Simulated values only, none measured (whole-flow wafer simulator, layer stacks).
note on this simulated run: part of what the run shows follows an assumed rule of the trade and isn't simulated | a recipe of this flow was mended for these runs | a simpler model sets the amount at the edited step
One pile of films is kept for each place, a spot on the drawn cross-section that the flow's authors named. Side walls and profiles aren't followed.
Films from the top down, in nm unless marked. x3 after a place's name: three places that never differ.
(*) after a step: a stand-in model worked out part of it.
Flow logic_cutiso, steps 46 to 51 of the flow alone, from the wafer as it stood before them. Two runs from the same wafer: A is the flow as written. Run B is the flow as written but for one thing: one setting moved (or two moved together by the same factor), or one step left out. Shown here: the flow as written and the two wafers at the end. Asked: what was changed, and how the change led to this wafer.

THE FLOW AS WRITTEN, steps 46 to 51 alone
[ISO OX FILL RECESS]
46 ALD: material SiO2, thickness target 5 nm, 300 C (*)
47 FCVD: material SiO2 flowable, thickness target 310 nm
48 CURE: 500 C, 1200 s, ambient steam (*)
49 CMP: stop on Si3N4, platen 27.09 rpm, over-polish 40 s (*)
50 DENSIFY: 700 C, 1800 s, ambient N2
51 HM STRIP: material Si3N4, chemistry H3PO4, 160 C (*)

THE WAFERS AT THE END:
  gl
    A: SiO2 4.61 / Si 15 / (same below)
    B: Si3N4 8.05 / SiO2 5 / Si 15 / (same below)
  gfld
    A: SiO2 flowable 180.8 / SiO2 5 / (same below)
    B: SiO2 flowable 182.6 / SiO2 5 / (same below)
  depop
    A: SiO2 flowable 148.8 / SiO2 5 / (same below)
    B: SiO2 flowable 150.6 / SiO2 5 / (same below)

The cause: step 51, HM STRIP: 139 C was run, where the flow has 160 C.

How the change led to this, step by step:
  51 HM STRIP: material Si3N4, chemistry H3PO4, 160 C (*)
      gl, glp, gxn x2 and 10 more: A Si3N4 -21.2 (all of it), SiO2 -0.39 | B Si3N4 -13.1
      depop, dpovl, gfld, gxf, iso, isow, lnri, nsgap: A SiO2 flowable -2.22 | B SiO2 flowable -0.43
